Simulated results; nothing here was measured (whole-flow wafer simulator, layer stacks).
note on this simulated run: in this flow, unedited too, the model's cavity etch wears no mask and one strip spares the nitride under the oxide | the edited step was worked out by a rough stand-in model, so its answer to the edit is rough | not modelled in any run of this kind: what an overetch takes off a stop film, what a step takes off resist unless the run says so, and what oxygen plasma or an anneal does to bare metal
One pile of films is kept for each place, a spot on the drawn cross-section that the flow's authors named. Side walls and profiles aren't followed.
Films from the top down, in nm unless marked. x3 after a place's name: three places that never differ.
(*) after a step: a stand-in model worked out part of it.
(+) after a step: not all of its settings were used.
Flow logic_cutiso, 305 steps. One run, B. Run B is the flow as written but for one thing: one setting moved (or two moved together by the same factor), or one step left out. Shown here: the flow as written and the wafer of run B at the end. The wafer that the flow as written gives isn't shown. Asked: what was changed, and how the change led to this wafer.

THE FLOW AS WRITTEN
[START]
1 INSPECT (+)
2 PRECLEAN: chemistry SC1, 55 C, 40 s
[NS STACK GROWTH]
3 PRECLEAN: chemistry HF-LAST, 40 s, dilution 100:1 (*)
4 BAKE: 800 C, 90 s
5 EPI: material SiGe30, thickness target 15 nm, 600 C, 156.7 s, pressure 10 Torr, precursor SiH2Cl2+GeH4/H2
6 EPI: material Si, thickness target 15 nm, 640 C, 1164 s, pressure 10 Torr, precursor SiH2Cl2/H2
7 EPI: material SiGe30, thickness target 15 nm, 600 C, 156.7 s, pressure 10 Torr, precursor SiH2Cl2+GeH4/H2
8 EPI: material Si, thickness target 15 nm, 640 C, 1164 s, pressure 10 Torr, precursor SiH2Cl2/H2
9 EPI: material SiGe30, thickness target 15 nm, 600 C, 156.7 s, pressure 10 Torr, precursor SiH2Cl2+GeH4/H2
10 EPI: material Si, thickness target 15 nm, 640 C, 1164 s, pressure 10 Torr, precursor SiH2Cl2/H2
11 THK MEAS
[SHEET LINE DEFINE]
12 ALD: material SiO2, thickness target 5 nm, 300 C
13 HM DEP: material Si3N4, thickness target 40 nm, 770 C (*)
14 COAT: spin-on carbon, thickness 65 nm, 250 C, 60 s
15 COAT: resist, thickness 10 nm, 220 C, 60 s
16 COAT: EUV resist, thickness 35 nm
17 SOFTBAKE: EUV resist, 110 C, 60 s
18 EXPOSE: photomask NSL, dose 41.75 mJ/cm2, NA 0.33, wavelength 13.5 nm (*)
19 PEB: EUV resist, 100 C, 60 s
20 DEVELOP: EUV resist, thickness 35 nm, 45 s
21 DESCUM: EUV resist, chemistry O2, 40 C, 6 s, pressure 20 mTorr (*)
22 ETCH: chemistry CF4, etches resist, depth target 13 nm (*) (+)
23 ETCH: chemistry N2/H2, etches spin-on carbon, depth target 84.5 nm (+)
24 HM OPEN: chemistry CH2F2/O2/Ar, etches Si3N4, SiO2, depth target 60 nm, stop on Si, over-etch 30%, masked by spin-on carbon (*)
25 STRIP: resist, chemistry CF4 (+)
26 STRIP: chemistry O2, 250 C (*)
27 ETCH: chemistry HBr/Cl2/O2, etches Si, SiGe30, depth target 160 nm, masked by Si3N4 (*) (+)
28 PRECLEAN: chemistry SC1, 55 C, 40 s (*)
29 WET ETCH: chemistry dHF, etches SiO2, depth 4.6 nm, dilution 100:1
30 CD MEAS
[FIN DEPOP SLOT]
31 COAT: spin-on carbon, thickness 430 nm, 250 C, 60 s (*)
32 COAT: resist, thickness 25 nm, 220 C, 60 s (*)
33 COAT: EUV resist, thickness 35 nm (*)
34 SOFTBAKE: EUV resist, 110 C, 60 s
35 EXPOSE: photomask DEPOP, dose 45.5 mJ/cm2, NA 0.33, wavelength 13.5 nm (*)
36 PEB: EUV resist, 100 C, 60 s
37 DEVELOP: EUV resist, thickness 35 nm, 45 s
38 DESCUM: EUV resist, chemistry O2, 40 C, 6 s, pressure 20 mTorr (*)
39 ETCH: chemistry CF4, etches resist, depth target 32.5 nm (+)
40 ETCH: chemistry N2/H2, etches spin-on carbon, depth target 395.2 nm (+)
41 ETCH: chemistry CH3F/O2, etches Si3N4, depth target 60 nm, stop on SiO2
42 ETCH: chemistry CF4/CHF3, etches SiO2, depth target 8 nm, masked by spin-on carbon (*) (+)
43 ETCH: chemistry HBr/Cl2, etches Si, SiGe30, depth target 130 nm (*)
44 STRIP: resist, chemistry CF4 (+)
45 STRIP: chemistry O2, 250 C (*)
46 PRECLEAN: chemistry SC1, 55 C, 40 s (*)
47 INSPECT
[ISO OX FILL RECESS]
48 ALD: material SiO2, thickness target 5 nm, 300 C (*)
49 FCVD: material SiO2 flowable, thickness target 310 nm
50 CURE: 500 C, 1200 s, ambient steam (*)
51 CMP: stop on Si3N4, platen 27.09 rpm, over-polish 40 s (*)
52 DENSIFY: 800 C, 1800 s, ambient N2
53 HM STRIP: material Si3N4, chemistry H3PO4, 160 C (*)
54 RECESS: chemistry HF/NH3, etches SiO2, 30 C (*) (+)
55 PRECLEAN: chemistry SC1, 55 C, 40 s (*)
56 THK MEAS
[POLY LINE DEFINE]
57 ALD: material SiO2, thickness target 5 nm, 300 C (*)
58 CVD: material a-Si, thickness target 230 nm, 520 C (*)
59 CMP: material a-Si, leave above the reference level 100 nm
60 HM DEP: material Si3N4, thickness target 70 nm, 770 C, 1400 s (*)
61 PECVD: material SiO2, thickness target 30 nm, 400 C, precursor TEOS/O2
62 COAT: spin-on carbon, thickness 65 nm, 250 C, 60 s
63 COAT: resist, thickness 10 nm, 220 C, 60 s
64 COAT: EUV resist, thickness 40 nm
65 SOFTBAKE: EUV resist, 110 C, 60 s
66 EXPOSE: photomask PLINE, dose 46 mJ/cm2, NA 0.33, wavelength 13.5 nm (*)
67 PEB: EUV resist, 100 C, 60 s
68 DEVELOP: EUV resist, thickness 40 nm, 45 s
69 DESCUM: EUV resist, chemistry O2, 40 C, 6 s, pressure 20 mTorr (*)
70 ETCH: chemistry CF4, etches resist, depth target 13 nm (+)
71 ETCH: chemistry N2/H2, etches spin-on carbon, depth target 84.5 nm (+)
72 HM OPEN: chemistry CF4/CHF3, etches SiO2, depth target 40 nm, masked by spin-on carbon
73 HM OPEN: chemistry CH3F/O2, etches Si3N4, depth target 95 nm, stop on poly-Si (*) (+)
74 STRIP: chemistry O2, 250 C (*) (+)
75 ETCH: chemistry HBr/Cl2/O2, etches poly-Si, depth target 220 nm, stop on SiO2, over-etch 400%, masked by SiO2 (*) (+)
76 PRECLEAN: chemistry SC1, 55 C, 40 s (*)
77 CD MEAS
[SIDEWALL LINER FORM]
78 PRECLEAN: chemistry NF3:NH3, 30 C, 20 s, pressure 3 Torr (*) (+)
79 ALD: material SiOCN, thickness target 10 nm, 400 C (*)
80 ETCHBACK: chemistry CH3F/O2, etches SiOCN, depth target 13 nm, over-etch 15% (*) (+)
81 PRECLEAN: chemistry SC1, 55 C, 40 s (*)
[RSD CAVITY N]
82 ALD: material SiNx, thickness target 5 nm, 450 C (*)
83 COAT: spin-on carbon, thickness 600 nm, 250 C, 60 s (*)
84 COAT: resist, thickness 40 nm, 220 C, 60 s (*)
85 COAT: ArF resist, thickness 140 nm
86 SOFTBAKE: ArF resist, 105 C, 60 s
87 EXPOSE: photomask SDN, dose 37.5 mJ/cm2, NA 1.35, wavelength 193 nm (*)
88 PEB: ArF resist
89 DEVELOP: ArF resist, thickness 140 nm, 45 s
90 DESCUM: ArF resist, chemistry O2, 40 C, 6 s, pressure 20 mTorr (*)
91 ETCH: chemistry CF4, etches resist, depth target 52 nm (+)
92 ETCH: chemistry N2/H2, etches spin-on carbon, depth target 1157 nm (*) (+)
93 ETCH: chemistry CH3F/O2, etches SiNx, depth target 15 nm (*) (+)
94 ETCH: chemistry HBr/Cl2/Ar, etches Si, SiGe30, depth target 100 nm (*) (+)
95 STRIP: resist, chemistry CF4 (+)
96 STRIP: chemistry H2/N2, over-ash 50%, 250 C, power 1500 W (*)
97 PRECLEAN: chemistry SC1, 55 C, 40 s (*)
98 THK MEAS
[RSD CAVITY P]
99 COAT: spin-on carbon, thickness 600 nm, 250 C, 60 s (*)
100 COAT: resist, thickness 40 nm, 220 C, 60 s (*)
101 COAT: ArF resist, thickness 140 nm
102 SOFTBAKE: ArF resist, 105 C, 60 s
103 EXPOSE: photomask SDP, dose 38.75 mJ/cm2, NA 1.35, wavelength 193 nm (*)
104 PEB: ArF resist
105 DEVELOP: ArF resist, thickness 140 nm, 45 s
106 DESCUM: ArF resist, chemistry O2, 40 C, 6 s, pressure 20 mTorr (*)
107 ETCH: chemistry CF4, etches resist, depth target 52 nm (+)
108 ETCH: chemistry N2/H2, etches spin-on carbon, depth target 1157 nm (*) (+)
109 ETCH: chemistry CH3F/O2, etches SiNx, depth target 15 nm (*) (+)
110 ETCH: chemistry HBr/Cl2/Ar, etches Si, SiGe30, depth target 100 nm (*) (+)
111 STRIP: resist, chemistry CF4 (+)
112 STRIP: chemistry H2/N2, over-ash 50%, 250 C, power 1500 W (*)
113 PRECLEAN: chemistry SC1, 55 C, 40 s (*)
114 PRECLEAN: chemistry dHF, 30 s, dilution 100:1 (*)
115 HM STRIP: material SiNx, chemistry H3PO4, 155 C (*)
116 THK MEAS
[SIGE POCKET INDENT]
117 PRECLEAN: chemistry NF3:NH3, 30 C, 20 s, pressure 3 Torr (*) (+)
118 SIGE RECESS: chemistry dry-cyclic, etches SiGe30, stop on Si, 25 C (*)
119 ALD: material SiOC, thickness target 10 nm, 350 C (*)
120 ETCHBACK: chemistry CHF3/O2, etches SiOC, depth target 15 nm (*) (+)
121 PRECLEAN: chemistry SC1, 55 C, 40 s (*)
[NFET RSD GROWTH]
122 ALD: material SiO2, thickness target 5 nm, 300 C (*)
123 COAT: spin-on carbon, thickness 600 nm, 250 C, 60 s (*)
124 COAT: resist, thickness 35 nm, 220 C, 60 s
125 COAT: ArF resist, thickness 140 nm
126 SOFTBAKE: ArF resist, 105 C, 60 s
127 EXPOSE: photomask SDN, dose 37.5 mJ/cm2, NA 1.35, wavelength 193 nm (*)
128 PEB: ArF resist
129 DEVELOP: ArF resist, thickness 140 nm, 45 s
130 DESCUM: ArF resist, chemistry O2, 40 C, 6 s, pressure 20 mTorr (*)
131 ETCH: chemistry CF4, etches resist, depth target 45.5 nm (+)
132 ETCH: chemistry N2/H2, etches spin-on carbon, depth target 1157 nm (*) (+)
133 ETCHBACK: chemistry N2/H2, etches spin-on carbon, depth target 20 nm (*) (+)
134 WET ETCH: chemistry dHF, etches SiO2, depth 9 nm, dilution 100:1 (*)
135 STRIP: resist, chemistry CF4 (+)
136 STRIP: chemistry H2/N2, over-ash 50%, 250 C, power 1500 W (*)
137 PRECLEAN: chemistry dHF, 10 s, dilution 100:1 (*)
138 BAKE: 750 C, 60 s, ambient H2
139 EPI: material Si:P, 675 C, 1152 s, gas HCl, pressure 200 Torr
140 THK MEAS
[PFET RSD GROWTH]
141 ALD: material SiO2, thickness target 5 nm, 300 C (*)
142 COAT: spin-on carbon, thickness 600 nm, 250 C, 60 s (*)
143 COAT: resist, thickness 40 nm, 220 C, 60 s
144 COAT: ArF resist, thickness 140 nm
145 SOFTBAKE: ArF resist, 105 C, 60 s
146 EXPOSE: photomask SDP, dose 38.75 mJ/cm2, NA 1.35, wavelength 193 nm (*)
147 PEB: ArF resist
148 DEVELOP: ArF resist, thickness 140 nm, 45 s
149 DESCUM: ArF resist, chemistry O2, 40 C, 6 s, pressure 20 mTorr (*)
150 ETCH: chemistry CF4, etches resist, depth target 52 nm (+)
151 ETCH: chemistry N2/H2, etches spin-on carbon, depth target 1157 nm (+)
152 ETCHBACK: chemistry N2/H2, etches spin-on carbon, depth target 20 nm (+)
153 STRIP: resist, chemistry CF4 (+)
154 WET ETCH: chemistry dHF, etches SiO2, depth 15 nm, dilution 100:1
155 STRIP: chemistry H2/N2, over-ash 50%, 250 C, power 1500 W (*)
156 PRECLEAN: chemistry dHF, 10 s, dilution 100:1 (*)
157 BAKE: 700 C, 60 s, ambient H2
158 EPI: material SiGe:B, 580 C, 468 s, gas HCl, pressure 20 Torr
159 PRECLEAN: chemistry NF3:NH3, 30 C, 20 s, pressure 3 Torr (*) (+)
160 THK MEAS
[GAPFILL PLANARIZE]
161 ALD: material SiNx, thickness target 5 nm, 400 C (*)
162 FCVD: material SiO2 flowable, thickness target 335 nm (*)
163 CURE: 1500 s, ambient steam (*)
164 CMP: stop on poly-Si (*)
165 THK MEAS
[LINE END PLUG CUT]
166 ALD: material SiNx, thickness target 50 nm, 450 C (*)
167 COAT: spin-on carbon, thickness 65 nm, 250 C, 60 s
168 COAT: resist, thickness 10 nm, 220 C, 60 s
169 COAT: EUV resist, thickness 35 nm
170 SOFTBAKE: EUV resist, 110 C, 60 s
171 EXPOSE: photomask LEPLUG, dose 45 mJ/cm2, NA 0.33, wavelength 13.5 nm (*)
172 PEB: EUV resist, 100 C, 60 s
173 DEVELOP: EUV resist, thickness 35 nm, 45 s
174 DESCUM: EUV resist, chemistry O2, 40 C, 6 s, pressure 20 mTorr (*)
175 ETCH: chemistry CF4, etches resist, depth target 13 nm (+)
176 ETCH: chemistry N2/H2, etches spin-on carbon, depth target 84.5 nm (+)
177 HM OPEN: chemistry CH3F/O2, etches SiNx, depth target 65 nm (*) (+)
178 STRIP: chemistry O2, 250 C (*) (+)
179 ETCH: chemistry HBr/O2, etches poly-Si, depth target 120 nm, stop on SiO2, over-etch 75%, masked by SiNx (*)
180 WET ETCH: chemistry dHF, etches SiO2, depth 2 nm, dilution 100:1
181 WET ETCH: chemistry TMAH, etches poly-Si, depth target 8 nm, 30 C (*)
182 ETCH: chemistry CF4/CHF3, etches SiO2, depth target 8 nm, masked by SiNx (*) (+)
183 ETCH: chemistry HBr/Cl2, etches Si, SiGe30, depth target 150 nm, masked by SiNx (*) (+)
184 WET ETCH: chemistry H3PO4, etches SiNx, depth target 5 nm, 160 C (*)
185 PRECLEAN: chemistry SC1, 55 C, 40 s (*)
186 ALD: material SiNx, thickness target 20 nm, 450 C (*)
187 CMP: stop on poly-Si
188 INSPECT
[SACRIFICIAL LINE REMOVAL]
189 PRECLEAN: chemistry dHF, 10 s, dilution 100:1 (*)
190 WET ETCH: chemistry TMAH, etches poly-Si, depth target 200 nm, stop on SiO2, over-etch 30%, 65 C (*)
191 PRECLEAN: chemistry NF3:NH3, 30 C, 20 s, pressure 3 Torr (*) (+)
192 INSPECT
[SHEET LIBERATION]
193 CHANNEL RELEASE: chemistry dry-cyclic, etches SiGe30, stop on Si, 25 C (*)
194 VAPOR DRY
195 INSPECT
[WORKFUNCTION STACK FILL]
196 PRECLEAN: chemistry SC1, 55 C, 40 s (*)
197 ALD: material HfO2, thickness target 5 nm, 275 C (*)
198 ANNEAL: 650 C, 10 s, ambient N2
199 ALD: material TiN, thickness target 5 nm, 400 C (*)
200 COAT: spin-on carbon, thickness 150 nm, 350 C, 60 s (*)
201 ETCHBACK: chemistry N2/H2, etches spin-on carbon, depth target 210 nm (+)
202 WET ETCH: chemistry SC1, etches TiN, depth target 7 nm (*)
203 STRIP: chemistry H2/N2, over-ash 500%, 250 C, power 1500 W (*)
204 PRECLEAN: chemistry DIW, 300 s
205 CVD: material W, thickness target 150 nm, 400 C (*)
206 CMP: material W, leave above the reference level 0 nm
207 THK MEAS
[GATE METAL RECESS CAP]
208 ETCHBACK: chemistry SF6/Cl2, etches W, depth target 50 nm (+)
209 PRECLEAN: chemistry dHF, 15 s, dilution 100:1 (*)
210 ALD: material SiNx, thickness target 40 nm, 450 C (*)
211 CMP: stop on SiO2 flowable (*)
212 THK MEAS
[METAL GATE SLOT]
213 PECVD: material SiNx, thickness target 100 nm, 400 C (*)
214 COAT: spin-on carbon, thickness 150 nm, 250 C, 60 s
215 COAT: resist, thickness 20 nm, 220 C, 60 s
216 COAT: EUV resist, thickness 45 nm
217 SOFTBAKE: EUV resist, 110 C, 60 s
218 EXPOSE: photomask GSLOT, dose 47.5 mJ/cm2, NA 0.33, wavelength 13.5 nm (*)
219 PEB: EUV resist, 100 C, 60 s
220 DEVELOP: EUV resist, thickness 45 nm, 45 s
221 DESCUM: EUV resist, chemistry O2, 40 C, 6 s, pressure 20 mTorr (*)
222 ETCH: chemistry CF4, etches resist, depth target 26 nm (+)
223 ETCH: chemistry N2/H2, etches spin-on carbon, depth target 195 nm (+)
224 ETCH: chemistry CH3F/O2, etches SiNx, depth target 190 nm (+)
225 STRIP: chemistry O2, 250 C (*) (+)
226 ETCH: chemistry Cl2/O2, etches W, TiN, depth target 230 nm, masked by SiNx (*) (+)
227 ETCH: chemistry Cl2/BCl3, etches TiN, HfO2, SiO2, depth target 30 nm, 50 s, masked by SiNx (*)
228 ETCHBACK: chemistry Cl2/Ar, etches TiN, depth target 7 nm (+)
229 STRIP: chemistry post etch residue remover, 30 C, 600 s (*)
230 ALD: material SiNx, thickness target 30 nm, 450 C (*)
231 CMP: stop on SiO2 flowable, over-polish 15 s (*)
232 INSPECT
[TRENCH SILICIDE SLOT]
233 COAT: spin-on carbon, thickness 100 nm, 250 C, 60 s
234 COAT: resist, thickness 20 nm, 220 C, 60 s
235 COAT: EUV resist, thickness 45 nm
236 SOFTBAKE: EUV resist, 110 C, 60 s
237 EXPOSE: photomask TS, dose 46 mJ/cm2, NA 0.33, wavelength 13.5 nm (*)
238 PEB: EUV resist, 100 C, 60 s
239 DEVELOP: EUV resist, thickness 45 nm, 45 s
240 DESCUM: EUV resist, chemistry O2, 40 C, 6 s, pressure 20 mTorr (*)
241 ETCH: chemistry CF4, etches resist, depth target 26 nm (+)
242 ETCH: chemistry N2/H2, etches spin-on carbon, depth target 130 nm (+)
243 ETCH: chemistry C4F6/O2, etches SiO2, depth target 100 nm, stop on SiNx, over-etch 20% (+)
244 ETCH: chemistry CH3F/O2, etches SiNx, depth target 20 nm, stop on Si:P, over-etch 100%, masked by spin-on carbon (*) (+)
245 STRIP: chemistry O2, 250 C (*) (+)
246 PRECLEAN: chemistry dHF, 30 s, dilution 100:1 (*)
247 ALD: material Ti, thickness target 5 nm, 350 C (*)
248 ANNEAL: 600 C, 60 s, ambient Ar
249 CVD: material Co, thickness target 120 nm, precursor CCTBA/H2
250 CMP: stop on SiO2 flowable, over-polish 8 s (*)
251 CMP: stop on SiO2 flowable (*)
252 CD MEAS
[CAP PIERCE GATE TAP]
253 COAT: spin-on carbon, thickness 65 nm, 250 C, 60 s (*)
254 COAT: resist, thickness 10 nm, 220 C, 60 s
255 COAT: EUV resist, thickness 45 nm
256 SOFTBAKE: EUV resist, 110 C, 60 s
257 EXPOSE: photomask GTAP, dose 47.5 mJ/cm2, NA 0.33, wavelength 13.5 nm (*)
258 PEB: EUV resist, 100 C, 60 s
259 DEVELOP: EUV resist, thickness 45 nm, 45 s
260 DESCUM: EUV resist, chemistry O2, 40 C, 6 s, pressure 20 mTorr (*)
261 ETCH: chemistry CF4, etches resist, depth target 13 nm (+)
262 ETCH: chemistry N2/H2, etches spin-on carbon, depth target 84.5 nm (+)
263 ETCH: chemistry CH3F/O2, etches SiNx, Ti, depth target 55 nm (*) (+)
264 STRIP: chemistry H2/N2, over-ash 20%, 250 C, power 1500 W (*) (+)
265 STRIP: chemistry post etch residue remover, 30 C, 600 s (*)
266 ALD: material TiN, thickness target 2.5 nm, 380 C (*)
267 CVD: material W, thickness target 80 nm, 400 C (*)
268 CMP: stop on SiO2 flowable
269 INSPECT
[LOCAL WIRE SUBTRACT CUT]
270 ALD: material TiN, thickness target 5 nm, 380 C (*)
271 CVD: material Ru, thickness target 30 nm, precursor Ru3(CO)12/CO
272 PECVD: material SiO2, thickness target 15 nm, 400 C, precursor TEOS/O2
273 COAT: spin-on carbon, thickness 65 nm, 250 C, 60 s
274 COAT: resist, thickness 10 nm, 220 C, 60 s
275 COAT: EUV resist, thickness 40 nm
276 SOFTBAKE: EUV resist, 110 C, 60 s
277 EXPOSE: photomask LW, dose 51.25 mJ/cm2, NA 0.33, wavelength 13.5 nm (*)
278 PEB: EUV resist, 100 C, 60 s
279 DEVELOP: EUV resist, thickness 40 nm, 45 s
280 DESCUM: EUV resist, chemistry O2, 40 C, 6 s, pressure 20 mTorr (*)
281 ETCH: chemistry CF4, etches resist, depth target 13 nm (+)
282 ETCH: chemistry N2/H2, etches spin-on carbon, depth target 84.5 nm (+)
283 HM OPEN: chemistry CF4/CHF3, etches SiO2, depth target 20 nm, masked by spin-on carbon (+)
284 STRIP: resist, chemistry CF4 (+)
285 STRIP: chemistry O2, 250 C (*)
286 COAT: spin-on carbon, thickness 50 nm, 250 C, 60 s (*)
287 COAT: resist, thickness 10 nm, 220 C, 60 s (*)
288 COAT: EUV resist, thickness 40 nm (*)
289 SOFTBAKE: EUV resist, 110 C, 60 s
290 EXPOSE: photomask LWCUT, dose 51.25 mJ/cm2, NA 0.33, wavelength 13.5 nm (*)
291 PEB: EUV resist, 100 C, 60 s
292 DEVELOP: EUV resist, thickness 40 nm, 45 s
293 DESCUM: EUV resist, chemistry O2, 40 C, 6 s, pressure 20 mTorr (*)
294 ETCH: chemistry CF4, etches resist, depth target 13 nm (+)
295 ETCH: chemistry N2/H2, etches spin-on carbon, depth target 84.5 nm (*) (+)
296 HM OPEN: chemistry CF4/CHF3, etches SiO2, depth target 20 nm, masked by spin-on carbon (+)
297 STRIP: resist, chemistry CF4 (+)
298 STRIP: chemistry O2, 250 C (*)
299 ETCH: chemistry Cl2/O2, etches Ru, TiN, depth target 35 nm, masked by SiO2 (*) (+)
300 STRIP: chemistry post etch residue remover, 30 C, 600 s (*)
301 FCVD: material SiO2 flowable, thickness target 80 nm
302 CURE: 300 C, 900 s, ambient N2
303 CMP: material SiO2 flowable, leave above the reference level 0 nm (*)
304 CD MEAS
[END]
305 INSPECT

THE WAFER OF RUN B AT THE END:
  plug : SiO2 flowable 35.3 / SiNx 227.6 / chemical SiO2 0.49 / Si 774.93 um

The cause: step 183, ETCH: depth target 157.5 nm was run, where the flow has depth target 150 nm.

How the change led to this, step by step:
  183 ETCH: chemistry HBr/Cl2, etches Si, SiGe30, depth target 150 nm, masked by SiNx (*) (+)
      depop, dpovl, gfld and 18 more: SiNx -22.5 (as written it would be: SiNx -21.4)
      plug: Si -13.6 (all of it), SiGe30 -15 (all of it), Si -15 (all of it), SiGe30 -15 (all of it), Si -15 (all of it), SiGe30 -15 (all of it), Si -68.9 (as written it would be: Si -13.6 (all of it), SiGe30 -15 (all of it), Si -15 (all of it), SiGe30 -15 (all of it), Si -15 (all of it), SiGe30 -15 (all of it), Si -61.4)
  186 ALD: material SiNx, thickness target 20 nm, 450 C (*)
      plug: SiNx +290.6 (new film) (as written it would be: SiNx +284.2 (new film))
  187 CMP: stop on poly-Si
      depop, dpovl, gfld and 18 more: SiNx -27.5 (all of it) (as written it would be: SiNx -28.6 (all of it))
      plug: SiNx -27.5 (as written it would be: SiNx -28.6)
